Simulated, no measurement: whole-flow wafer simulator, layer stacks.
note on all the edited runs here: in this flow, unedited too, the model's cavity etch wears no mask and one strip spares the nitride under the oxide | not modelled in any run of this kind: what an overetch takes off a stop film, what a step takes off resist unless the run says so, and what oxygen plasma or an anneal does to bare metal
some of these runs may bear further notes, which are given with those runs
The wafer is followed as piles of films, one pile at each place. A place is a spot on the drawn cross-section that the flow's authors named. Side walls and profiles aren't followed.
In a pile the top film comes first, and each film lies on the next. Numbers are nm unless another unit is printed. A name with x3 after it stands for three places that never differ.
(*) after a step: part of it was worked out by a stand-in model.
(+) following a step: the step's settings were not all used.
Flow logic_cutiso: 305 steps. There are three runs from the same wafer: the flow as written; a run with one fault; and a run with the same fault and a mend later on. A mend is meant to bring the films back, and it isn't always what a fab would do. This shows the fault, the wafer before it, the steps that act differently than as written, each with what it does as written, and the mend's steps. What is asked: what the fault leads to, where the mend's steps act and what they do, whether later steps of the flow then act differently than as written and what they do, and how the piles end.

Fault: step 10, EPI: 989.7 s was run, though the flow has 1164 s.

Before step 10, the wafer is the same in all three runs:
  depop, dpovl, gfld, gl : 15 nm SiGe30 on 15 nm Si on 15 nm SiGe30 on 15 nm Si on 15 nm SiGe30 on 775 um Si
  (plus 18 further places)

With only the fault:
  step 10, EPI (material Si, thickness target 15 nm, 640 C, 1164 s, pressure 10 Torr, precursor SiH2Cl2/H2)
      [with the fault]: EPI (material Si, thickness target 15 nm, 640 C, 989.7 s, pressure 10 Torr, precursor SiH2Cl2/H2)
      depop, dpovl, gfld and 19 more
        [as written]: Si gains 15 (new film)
        [with the fault]: Si gains 12.8 (new film)
  Later steps of the flow acting differently than as written (3 more steps, not shown, differ only slightly: by at most 2% or 0.5 nm, whichever is larger):
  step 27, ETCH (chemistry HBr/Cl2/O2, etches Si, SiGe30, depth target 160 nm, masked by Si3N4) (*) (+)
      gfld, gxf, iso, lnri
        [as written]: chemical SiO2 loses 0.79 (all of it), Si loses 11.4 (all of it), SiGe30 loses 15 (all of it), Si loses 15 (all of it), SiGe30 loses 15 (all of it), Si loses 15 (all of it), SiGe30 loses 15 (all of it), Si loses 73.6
        [with the fault]: chemical SiO2 loses 0.79 (all of it), Si loses 9.1 (all of it), SiGe30 loses 15 (all of it), Si loses 15 (all of it), SiGe30 loses 15 (all of it), Si loses 15 (all of it), SiGe30 loses 15 (all of it), Si loses 75.9
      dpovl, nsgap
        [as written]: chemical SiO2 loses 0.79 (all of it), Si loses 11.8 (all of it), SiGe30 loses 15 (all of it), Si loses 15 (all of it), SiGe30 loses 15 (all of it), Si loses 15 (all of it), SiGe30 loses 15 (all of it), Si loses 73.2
        [with the fault]: chemical SiO2 loses 0.79 (all of it), Si loses 9.5 (all of it), SiGe30 loses 15 (all of it), Si loses 15 (all of it), SiGe30 loses 15 (all of it), Si loses 15 (all of it), SiGe30 loses 15 (all of it), Si loses 75.5
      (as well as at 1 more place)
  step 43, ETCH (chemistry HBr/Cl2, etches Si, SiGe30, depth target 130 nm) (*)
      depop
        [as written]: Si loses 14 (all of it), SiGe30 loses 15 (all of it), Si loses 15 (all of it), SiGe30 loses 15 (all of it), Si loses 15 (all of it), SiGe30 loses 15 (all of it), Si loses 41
        [with the fault]: Si loses 11.8 (all of it), SiGe30 loses 15 (all of it), Si loses 15 (all of it), SiGe30 loses 15 (all of it), Si loses 15 (all of it), SiGe30 loses 15 (all of it), Si loses 43.2
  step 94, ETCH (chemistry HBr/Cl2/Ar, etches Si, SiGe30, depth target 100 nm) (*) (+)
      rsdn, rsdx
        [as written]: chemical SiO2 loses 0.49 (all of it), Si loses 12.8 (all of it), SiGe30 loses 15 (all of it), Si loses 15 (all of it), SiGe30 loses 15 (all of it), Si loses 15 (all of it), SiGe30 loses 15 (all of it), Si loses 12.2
        [with the fault]: chemical SiO2 loses 0.49 (all of it), Si loses 10.6 (all of it), SiGe30 loses 15 (all of it), Si loses 15 (all of it), SiGe30 loses 15 (all of it), Si loses 15 (all of it), SiGe30 loses 15 (all of it), Si loses 14.4
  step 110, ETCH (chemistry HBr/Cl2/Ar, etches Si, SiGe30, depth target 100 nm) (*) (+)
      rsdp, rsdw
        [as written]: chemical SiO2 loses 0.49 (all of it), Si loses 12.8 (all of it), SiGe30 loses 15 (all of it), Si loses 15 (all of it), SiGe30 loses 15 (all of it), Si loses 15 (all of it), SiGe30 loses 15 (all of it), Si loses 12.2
        [with the fault]: chemical SiO2 loses 0.49 (all of it), Si loses 10.6 (all of it), SiGe30 loses 15 (all of it), Si loses 15 (all of it), SiGe30 loses 15 (all of it), Si loses 15 (all of it), SiGe30 loses 15 (all of it), Si loses 14.4
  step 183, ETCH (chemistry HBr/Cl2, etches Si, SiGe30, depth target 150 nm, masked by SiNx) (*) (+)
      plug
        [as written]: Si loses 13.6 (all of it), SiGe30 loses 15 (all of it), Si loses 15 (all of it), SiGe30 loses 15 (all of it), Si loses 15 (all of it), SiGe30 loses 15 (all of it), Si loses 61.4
        [with the fault]: Si loses 11.3 (all of it), SiGe30 loses 15 (all of it), Si loses 15 (all of it), SiGe30 loses 15 (all of it), Si loses 15 (all of it), SiGe30 loses 15 (all of it), Si loses 63.7
  The piles end different from the flow's at gl, glp, gxn and 6 more by more than 2% or 0.5 nm, whichever is larger.
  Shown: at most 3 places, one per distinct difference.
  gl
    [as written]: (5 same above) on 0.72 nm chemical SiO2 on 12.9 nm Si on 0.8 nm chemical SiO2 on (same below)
    [with the fault]: (5 same above) on 0.72 nm chemical SiO2 on 10.6 nm Si on 0.8 nm chemical SiO2 on (same below)
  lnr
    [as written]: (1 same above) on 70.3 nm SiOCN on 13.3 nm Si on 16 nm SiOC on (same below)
    [with the fault]: (1 same above) on 70.3 nm SiOCN on 11 nm Si on 16 nm SiOC on (same below)
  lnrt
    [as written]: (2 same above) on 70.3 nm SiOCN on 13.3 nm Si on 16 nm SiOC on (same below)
    [with the fault]: (2 same above) on 70.3 nm SiOCN on 11 nm Si on 16 nm SiOC on (same below)

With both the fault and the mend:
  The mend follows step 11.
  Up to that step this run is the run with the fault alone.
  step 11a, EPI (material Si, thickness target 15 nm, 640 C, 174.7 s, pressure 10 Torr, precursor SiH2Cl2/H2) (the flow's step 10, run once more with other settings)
      depop, dpovl, gfld and 19 more
        Si gains 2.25
  None of the later steps of the flow differs from how it acts as written, at any place that is followed, by more than 2% or 0.5 nm, whichever is larger.
  At the end the piles are close to the flow's at the places that both follow, differing by at most 2% or 0.5 nm, whichever is larger.
